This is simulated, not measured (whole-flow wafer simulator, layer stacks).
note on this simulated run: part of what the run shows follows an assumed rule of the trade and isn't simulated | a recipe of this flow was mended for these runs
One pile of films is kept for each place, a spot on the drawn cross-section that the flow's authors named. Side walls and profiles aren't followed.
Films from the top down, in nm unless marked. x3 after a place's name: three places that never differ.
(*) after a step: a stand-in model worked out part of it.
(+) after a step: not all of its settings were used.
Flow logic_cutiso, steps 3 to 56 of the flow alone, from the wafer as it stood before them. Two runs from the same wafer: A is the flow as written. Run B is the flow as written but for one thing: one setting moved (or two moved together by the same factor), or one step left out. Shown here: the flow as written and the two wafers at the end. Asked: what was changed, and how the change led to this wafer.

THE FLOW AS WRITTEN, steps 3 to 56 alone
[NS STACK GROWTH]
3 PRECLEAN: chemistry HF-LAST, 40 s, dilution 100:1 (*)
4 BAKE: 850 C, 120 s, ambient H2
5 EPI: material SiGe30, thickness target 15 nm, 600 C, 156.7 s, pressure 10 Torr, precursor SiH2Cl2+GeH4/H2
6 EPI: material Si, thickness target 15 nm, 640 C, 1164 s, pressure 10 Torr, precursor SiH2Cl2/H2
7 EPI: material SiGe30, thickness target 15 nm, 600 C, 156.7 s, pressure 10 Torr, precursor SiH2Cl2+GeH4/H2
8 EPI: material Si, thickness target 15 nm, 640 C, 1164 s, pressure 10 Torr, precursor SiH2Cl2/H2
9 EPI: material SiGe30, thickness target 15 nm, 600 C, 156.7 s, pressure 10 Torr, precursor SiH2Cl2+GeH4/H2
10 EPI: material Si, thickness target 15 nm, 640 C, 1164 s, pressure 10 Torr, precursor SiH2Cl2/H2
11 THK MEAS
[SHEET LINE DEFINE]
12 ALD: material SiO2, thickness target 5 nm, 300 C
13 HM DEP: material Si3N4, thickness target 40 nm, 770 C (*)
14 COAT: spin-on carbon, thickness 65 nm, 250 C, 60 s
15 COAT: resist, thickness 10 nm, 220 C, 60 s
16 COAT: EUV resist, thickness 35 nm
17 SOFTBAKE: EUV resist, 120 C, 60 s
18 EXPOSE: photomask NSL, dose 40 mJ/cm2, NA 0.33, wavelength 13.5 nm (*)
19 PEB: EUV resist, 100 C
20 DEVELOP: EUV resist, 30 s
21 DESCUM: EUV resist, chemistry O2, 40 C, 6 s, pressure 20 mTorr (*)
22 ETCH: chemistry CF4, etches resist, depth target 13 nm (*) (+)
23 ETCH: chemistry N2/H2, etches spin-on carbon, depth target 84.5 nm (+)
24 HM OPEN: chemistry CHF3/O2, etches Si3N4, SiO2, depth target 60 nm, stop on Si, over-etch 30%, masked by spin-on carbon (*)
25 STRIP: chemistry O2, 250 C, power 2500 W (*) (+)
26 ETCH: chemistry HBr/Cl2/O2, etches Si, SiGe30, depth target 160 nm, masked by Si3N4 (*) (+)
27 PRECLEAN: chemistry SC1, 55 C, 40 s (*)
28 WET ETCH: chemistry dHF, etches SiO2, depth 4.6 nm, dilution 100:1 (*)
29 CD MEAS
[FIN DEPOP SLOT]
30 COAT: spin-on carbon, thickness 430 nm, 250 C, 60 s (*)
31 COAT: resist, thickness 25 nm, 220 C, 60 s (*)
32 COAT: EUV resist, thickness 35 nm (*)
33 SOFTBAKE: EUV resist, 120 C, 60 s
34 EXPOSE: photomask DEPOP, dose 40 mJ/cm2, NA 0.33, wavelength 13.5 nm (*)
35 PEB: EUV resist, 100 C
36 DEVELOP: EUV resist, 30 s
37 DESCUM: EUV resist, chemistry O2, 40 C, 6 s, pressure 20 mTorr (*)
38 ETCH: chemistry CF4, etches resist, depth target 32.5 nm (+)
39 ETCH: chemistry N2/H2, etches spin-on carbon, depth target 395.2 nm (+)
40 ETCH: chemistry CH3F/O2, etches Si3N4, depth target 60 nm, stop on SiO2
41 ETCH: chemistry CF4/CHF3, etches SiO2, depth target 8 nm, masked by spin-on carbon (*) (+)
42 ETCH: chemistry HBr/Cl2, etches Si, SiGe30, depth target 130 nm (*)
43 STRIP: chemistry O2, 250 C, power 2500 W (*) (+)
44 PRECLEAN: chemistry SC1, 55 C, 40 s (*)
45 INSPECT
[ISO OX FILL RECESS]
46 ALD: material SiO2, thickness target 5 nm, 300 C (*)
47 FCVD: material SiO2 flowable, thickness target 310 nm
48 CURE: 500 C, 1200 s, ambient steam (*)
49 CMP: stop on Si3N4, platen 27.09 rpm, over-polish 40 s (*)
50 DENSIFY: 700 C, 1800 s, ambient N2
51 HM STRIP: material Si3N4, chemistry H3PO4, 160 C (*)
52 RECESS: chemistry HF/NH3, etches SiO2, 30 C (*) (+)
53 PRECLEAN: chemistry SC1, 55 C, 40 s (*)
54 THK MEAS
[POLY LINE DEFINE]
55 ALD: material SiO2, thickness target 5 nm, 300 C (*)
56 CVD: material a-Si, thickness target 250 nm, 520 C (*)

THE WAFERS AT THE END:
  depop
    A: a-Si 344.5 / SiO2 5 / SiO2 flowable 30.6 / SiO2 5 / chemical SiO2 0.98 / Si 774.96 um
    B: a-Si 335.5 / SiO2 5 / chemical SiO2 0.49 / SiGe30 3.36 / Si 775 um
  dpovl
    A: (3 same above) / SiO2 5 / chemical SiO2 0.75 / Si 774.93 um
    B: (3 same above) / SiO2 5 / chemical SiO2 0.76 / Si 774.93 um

The cause: step 42, ETCH: depth target 83.2 nm was run, where the flow has depth target 130 nm.

How the change led to this, step by step:
  42 ETCH: chemistry HBr/Cl2, etches Si, SiGe30, depth target 130 nm (*)
      depop: A Si -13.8 (all of it), SiGe30 -15 (all of it), Si -15 (all of it), SiGe30 -15 (all of it), Si -15 (all of it), SiGe30 -15 (all of it), Si -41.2 | B Si -13.8 (all of it), SiGe30 -15 (all of it), Si -15 (all of it), SiGe30 -15 (all of it), Si -15 (all of it), SiGe30 -9.42
      dpovl, gfld, gl and 18 more: A spin-on carbon -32 | B spin-on carbon -22.6
  43 STRIP: chemistry O2, 250 C, power 2500 W (*) (+)
      depop: A chemical SiO2 +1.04 (new film), Si -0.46 | B chemical SiO2 +1.42 (new film), SiGe30 -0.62
      glp, tap: A spin-on carbon -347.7 (all of it) | B spin-on carbon -357 (all of it)
      (and at 13 more places)
  47 FCVD: material SiO2 flowable, thickness target 310 nm
      depop: A SiO2 flowable +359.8 (new film) | B SiO2 flowable +317.7 (new film)
      ns: A SiO2 flowable +201.1 (new film) | B SiO2 flowable +206 (new film)
  49 CMP: stop on Si3N4, platen 27.09 rpm, over-polish 40 s (*)
      isow, nsgap: A SiO2 flowable -200.2 | B SiO2 flowable -205
      depop: A SiO2 flowable -200.4 | B SiO2 flowable -205.2
      (and at 2 more places)
  52 RECESS: chemistry HF/NH3, etches SiO2, 30 C (*) (+)
      depop: A SiO2 flowable -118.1 | B SiO2 flowable -101.9 (all of it), SiO2 -5 (all of it), chemical SiO2 -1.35 (all of it)
  53 PRECLEAN: chemistry SC1, 55 C, 40 s (*)
      depop: A SiO2 flowable -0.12 | B chemical SiO2 +0.49 (new film), SiGe30 -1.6
  56 CVD: material a-Si, thickness target 250 nm, 520 C (*)
      depop: A a-Si +344.5 (new film) | B a-Si +335.5 (new film)
